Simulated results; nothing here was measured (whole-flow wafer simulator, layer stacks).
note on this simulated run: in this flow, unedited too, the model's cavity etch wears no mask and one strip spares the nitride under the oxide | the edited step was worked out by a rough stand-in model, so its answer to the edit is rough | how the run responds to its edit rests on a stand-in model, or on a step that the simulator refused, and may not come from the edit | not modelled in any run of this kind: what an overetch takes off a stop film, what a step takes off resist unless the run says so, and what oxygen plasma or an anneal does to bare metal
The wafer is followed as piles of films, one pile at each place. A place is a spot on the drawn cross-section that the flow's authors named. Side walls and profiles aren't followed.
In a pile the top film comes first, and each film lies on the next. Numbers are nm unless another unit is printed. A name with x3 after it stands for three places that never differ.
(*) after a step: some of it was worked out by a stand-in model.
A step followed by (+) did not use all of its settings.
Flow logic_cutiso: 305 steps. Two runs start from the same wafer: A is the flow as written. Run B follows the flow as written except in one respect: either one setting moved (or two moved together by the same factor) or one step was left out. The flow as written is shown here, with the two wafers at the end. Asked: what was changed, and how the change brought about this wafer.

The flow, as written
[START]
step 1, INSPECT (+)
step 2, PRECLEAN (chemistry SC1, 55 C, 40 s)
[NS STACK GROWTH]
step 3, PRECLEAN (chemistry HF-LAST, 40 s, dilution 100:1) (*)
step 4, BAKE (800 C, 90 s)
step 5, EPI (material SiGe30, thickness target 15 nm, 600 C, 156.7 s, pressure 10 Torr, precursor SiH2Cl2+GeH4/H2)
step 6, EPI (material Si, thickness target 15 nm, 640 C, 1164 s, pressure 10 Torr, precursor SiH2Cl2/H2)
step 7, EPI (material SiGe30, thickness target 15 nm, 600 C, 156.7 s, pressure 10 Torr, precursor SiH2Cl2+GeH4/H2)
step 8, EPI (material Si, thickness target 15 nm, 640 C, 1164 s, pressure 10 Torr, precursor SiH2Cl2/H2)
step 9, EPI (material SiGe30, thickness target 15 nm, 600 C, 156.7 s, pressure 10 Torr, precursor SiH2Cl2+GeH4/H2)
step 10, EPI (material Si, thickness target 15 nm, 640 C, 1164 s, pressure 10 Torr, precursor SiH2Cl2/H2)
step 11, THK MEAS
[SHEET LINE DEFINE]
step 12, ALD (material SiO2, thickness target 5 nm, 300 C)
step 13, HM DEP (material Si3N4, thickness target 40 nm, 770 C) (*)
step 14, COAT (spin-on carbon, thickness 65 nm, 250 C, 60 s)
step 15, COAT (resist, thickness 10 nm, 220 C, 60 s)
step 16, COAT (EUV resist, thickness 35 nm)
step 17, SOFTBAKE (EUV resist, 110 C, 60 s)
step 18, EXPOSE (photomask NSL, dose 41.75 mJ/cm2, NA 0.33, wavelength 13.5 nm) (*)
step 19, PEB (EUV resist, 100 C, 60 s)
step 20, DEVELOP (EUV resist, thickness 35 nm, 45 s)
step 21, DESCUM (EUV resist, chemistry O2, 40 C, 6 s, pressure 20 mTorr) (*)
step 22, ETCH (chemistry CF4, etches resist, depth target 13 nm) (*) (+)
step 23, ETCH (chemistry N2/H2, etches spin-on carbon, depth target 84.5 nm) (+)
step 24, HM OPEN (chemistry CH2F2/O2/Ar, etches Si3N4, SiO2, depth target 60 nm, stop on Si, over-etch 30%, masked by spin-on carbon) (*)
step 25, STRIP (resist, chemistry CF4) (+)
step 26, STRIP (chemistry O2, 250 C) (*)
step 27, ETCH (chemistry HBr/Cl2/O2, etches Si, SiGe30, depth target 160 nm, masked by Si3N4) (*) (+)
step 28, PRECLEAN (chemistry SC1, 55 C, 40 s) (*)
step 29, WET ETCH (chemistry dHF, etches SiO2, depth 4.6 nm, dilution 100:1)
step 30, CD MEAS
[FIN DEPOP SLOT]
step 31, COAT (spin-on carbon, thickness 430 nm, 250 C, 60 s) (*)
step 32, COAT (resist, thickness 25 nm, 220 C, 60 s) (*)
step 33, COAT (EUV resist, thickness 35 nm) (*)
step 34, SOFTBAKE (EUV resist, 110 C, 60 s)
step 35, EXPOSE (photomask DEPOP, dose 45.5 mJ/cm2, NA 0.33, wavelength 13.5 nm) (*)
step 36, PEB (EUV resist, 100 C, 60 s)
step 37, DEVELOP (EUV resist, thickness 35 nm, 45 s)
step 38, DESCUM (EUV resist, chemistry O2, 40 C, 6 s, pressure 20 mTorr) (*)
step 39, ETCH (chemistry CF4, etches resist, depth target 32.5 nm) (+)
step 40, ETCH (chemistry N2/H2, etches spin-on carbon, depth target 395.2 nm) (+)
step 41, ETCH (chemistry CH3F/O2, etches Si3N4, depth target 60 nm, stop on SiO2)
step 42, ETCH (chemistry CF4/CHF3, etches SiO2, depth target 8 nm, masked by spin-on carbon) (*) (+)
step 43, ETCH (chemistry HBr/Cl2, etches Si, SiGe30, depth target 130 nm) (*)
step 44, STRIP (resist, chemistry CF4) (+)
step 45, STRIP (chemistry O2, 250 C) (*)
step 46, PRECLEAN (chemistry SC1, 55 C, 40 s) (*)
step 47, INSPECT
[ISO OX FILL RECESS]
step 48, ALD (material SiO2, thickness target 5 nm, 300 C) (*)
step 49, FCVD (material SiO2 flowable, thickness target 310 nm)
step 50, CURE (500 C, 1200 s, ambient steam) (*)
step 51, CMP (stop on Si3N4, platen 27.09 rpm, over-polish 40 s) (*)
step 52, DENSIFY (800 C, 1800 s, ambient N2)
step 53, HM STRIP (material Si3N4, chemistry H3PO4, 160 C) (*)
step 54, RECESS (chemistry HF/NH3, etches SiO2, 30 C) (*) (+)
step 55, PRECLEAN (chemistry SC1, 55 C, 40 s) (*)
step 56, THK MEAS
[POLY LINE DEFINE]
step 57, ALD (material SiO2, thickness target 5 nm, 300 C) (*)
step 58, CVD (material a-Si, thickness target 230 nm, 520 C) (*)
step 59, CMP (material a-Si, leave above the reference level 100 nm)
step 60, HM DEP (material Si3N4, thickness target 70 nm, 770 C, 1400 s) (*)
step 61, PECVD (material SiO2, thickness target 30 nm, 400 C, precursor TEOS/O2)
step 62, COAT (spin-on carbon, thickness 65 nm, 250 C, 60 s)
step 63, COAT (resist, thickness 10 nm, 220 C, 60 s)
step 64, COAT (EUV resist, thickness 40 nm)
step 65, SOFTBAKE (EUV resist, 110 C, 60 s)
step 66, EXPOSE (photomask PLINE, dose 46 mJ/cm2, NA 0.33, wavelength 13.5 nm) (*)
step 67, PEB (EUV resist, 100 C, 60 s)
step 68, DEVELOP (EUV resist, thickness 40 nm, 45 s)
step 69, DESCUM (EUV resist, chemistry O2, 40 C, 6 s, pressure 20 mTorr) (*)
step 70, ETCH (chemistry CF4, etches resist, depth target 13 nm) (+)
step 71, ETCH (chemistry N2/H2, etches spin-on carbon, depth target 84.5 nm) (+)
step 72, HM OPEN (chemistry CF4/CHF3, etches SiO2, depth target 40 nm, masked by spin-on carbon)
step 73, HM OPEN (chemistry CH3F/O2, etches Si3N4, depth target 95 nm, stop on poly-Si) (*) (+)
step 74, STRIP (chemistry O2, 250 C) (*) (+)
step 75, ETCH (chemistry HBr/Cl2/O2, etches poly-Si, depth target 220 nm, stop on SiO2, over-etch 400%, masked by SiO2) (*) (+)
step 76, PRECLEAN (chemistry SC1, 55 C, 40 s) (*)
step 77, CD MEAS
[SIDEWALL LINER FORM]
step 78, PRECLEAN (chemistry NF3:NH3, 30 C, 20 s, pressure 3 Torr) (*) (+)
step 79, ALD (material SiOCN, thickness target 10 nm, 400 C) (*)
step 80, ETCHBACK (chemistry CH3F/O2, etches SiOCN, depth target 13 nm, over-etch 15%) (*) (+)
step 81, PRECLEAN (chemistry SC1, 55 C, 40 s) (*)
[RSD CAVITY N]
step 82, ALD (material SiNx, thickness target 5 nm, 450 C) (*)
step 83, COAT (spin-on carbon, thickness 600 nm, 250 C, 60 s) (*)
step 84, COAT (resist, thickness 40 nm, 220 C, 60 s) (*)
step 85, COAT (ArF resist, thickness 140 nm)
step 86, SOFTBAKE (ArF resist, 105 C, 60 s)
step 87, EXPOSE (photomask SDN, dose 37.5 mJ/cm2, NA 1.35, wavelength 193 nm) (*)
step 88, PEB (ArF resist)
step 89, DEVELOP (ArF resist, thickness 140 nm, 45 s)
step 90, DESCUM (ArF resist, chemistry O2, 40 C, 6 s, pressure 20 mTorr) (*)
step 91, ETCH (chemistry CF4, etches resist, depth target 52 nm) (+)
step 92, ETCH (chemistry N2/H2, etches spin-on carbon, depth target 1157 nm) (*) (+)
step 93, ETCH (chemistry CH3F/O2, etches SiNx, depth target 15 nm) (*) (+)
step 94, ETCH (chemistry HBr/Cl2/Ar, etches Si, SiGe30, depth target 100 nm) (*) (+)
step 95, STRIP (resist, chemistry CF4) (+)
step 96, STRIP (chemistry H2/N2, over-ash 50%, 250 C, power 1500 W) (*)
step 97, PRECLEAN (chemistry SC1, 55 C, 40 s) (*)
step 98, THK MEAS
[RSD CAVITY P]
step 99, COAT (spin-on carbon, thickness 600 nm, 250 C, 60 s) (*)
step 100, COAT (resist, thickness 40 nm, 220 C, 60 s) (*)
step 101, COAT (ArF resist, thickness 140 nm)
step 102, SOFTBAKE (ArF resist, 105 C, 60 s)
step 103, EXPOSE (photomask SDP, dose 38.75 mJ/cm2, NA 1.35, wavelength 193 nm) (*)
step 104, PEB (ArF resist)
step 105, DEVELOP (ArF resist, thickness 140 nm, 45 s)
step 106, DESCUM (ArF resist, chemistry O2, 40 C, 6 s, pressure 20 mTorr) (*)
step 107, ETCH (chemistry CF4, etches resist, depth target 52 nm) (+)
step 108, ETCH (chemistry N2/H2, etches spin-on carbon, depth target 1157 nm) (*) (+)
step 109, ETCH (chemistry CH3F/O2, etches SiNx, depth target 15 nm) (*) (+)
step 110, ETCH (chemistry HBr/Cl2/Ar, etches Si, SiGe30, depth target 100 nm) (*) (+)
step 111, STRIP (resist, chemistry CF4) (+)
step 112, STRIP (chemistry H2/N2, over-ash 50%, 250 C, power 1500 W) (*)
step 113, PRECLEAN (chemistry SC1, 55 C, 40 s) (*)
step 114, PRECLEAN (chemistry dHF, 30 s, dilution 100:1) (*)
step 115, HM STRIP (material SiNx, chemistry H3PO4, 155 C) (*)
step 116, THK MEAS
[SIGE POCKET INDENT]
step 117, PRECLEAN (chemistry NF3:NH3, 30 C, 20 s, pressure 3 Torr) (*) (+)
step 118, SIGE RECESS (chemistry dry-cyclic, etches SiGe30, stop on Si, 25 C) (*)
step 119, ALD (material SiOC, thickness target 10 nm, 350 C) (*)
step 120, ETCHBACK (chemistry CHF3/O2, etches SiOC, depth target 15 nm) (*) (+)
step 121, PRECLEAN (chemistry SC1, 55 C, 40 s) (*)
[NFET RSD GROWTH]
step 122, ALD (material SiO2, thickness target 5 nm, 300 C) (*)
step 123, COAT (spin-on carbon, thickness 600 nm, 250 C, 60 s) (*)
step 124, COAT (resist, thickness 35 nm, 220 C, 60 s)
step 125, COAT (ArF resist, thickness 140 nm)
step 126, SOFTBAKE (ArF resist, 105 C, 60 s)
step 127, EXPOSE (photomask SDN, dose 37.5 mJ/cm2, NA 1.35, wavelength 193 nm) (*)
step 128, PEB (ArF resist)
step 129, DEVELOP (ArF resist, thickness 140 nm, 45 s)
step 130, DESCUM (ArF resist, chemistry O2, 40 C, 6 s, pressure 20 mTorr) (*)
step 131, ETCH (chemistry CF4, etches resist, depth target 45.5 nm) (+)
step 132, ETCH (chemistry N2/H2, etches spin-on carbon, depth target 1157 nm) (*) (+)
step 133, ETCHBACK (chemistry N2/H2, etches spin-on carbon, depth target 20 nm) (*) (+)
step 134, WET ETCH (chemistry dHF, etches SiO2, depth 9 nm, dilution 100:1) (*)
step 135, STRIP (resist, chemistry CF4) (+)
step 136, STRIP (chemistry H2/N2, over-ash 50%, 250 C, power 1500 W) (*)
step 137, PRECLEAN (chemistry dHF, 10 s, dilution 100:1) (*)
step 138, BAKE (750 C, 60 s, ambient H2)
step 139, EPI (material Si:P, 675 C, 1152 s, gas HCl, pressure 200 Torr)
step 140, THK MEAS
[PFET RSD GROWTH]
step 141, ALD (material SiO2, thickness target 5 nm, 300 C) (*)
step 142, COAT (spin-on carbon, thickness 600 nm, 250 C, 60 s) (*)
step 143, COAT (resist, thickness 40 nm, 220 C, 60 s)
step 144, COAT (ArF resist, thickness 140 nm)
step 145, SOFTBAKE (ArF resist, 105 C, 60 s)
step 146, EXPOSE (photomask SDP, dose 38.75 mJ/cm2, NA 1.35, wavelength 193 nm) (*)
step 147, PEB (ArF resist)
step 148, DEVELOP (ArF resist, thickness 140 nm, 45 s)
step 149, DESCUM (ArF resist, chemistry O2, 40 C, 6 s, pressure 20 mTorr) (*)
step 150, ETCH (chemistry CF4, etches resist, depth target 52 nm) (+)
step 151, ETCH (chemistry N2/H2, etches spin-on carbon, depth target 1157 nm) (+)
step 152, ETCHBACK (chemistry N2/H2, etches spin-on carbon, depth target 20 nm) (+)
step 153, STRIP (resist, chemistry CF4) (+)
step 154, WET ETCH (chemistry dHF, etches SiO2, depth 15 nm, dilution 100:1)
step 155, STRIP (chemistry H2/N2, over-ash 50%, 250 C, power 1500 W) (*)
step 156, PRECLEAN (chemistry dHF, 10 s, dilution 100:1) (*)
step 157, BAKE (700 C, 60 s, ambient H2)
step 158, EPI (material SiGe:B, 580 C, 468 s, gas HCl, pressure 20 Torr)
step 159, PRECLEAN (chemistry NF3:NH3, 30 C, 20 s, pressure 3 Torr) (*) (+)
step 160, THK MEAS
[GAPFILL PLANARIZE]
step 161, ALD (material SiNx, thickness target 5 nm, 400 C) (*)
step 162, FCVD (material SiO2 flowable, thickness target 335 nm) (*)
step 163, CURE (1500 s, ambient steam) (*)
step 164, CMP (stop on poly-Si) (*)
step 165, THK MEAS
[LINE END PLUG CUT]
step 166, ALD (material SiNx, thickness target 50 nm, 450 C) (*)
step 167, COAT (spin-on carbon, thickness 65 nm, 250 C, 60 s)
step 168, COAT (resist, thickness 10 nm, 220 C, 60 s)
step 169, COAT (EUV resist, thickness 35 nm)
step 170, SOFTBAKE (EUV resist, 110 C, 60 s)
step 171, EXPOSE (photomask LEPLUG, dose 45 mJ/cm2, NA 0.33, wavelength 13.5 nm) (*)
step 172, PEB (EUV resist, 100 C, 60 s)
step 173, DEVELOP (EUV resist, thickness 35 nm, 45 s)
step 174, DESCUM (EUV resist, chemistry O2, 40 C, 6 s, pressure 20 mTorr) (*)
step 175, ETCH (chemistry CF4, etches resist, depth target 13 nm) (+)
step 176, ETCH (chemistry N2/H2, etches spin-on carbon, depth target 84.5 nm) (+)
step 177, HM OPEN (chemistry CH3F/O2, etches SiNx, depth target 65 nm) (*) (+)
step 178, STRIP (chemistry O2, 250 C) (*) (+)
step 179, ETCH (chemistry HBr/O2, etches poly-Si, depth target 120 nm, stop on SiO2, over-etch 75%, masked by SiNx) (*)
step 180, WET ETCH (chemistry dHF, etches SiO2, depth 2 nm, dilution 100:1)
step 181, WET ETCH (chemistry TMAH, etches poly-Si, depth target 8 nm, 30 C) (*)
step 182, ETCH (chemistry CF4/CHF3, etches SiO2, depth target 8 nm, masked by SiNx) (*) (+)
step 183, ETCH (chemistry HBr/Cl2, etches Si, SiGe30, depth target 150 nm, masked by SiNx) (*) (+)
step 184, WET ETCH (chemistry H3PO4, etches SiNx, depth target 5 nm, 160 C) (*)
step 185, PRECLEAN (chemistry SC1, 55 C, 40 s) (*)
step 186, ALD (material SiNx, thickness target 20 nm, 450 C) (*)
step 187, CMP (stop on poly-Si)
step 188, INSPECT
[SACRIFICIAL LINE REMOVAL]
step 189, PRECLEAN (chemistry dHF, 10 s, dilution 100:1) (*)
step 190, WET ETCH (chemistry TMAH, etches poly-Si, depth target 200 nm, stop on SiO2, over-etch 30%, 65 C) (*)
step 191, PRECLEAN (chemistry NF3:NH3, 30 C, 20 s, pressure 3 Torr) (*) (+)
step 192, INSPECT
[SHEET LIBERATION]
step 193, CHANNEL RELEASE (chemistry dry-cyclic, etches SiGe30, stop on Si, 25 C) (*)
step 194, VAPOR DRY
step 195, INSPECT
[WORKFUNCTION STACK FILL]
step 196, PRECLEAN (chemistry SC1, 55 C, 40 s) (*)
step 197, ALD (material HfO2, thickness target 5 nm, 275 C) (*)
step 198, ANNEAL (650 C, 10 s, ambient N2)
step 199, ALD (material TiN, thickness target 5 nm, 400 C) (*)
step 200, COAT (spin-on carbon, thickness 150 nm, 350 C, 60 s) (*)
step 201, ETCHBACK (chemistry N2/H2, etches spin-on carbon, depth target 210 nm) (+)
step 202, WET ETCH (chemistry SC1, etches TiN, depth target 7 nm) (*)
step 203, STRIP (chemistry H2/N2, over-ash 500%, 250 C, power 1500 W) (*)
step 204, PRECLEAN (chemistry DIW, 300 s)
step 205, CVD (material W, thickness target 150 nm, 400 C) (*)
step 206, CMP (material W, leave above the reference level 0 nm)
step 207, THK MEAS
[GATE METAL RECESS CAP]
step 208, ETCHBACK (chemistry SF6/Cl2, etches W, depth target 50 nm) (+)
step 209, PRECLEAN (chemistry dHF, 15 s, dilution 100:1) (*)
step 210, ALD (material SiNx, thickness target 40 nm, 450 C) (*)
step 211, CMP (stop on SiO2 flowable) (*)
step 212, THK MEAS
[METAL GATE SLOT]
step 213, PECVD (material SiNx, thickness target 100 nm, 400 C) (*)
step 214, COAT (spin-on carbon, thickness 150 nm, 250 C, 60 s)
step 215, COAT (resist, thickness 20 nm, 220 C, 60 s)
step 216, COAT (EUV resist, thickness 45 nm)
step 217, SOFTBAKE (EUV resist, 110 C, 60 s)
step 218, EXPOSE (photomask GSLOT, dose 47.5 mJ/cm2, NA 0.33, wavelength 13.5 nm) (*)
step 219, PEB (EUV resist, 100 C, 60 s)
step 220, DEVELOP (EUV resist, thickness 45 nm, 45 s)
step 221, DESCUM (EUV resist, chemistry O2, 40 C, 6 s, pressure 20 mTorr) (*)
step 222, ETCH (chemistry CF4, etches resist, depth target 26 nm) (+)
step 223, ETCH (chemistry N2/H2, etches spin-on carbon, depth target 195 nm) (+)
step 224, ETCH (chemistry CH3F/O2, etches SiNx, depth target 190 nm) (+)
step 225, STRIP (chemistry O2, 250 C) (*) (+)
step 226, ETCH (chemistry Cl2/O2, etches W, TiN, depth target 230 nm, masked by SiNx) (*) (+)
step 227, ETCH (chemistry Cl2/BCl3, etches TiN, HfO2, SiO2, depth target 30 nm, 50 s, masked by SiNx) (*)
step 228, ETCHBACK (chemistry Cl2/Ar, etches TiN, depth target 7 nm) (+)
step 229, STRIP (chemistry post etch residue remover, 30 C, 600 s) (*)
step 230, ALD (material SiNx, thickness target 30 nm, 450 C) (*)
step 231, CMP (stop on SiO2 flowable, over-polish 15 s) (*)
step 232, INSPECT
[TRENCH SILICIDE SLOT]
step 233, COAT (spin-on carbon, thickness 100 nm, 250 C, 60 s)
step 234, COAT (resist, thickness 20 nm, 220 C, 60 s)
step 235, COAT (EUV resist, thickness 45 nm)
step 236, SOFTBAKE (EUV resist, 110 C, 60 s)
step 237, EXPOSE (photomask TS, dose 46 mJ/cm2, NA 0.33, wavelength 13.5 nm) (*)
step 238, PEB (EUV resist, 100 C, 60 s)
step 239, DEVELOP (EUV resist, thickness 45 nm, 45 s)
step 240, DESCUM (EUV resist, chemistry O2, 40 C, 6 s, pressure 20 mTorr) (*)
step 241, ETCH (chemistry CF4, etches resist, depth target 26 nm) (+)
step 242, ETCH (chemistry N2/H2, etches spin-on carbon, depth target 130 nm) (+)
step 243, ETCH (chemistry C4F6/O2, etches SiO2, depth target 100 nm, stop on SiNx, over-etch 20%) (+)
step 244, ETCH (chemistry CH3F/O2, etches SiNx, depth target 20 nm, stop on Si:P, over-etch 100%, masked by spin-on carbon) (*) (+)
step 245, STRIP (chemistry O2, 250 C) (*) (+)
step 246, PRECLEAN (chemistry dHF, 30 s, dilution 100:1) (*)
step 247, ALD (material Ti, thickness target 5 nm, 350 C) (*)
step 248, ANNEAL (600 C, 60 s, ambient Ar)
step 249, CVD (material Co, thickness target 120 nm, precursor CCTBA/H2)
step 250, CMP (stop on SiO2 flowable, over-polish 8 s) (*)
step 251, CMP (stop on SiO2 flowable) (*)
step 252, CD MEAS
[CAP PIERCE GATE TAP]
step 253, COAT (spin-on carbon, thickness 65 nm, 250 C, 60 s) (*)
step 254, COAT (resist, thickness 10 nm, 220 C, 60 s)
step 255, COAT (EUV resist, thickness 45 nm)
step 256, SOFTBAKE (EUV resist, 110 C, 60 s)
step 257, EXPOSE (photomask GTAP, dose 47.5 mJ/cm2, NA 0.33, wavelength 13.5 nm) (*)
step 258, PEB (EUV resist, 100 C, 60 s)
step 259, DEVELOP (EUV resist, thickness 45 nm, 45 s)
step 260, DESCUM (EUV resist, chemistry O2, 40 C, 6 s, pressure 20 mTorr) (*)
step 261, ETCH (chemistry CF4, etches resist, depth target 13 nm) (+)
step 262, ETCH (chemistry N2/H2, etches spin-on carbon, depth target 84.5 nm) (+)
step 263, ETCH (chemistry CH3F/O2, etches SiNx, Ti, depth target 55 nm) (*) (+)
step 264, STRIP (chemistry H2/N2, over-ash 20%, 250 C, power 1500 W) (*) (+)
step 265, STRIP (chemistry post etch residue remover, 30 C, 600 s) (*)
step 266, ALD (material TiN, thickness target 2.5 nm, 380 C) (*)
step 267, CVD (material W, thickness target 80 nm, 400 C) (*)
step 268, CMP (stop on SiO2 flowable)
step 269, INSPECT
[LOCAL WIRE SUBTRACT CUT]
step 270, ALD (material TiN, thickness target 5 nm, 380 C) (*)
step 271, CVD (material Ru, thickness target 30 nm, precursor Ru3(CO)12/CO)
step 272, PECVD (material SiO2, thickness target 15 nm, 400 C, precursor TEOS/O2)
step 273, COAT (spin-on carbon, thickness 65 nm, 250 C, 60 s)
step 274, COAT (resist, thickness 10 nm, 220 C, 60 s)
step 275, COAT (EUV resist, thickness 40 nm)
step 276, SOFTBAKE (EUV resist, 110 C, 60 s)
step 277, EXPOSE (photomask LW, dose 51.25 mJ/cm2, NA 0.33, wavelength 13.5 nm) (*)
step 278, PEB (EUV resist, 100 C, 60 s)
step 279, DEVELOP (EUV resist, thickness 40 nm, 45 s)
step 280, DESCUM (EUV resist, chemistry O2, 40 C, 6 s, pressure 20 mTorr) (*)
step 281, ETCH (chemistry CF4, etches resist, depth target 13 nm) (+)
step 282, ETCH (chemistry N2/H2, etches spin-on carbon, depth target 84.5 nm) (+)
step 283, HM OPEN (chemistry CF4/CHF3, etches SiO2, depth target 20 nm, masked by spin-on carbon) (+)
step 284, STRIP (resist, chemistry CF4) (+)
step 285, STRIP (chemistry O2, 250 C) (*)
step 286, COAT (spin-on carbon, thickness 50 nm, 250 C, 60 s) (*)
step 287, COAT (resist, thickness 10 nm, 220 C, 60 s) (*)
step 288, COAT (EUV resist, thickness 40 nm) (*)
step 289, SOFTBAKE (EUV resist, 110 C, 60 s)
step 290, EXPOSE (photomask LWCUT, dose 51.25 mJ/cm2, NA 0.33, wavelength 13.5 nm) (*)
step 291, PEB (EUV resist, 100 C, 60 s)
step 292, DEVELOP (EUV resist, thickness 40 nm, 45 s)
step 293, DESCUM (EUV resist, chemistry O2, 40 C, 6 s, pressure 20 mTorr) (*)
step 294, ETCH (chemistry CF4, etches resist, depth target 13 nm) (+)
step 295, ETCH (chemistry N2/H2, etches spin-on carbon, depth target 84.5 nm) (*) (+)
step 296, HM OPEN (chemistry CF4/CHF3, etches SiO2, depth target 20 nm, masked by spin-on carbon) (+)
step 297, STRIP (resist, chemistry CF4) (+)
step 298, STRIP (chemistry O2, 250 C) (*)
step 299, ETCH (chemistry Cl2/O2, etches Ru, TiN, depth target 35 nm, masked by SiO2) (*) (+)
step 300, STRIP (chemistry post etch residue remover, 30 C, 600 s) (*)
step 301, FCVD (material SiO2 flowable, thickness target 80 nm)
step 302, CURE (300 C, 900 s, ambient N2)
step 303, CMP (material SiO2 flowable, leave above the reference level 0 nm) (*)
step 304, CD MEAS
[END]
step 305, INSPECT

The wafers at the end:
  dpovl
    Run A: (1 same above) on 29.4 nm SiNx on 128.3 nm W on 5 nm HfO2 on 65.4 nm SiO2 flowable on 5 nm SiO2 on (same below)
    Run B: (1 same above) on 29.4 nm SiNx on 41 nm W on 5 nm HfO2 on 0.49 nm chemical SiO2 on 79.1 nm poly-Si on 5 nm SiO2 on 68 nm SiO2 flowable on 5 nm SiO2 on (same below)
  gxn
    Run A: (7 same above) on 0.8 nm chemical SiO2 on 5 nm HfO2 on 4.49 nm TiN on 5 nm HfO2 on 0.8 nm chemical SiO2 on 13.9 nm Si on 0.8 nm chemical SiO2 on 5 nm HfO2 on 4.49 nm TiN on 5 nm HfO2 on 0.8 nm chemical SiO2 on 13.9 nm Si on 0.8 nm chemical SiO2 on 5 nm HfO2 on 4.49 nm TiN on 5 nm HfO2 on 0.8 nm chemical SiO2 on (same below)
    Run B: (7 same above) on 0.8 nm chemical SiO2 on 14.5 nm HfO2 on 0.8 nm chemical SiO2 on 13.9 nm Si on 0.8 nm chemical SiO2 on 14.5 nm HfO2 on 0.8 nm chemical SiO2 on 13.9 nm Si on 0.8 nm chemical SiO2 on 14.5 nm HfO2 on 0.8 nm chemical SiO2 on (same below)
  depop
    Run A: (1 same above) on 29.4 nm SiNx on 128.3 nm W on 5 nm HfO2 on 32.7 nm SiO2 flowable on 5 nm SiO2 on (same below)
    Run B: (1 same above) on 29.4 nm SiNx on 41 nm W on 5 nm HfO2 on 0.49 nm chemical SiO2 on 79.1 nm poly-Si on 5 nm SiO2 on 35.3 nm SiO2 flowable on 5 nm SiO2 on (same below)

What caused this: step 190, WET ETCH: depth target 110 nm was run, whereas the flow has depth target 200 nm.

How this came from the change, step by step:
  step 190, WET ETCH (chemistry TMAH, etches poly-Si, depth target 200 nm, stop on SiO2, over-etch 30%, 65 C) (*)
      depop, dpovl, gfld, gxf, isow, nsgap: A -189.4 poly-Si (all of it) | B -110 poly-Si
  step 191, PRECLEAN (chemistry NF3:NH3, 30 C, 20 s, pressure 3 Torr) (*) (+)
      depop, dpovl, gfld, gxf, isow, nsgap: A -5 SiO2 (all of it), -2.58 SiO2 flowable | B nothing
  step 197, ALD (material HfO2, thickness target 5 nm, 275 C) (*)
      gxn, gxp: A +5 HfO2 (new film), +5 HfO2 (new film), -10 cavity, +5 HfO2 (new film), +5 HfO2 (new film), -10 cavity, +5 HfO2 (new film), +5 HfO2 (new film), -10 cavity, +5 HfO2 (new film) | B +5 HfO2 (new film), +14.5 HfO2 (new film), -14.5 cavity (all of it), +14.5 HfO2 (new film), -14.5 cavity (all of it), +14.5 HfO2 (new film), -14.5 cavity (all of it)
      gxf: A +7.7 HfO2 (new film) | B +5 HfO2 (new film)
  step 199, ALD (material TiN, thickness target 5 nm, 400 C) (*)
      gxn, gxp: A +5 TiN (new film), +4.49 TiN (new film), -4.49 cavity (all of it), +4.49 TiN (new film), -4.49 cavity (all of it), +4.49 TiN (new film), -4.49 cavity (all of it) | B +5 TiN (new film)
      gfld: A +7.64 TiN (new film) | B +5 TiN (new film)
  step 200, COAT (spin-on carbon, thickness 150 nm, 350 C, 60 s) (*)
      depop: A +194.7 spin-on carbon (new film) | B +151.9 spin-on carbon (new film)
      dpovl: A +194.8 spin-on carbon (new film) | B +151.9 spin-on carbon (new film)
      (also at 5 further places)
  step 201, ETCHBACK (chemistry N2/H2, etches spin-on carbon, depth target 210 nm) (+)
      depop: A -194.7 spin-on carbon (all of it) | B -151.9 spin-on carbon (all of it)
      dpovl: A -194.8 spin-on carbon (all of it) | B -151.9 spin-on carbon (all of it)
      (also at 3 further places)
  step 203, STRIP (chemistry H2/N2, over-ash 500%, 250 C, power 1500 W) (*)
      gl, glp: A -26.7 spin-on carbon (all of it) | B -28.5 spin-on carbon (all of it)
      gxn, gxp: A -26.8 spin-on carbon (all of it) | B -28.7 spin-on carbon (all of it)
      (also at 3 further places)
  step 205, CVD (material W, thickness target 150 nm, 400 C) (*)
      depop, dpovl, isow, nsgap: A +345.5 W (new film) | B +258.2 W (new film)
      gfld: A +337.9 W (new film) | B +253.2 W (new film)
      (also at 1 further place)
  step 226, ETCH (chemistry Cl2/O2, etches W, TiN, depth target 230 nm, masked by SiNx) (*) (+)
      depop, dpovl, gl and 18 more: A -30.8 SiNx | B -8.95 SiNx
      gfld: A -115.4 W (all of it), -7.64 TiN (all of it), -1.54 HfO2 | B -30.8 W (all of it), -5 TiN (all of it), -0.45 HfO2
  step 227, ETCH (chemistry Cl2/BCl3, etches TiN, HfO2, SiO2, depth target 30 nm, 50 s, masked by SiNx) (*)
      gfld: A -3.46 HfO2 (all of it), -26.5 SiO2 flowable | B -4.55 HfO2 (all of it), -0.49 chemical SiO2 (all of it), -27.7 poly-Si
  step 228, ETCHBACK (chemistry Cl2/Ar, etches TiN, depth target 7 nm) (+)
      gfld: A -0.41 SiO2 flowable | B -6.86 poly-Si
  step 230, ALD (material SiNx, thickness target 30 nm, 450 C) (*)
      gfld: A +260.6 SiNx (new film) | B +203.3 SiNx (new film)
  step 231, CMP (stop on SiO2 flowable, over-polish 15 s) (*)
      depop, dpovl, gl and 9 more: A -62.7 SiNx | B -84.5 SiNx
      lnr, lnri, lnrp, lnrt: A -61 SiNx (all of it), -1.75 SiOCN | B -82.8 SiNx (all of it), -1.75 SiOCN
      (also at 6 further places)
Taking metal films that touch as one body, gxn has 1 body; the flow as written gives 4 bodies (between them, from the top down: HfO2 5 / chemical SiO2 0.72 / Si 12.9 / chemical SiO2 0.8 / HfO2 5; HfO2 5 / chemical SiO2 0.8 / Si 13.9 / chemical SiO2 0.8 / HfO2 5; HfO2 5 / chemical SiO2 0.8 / Si 13.9 / chemical SiO2 0.8 / HfO2 5).
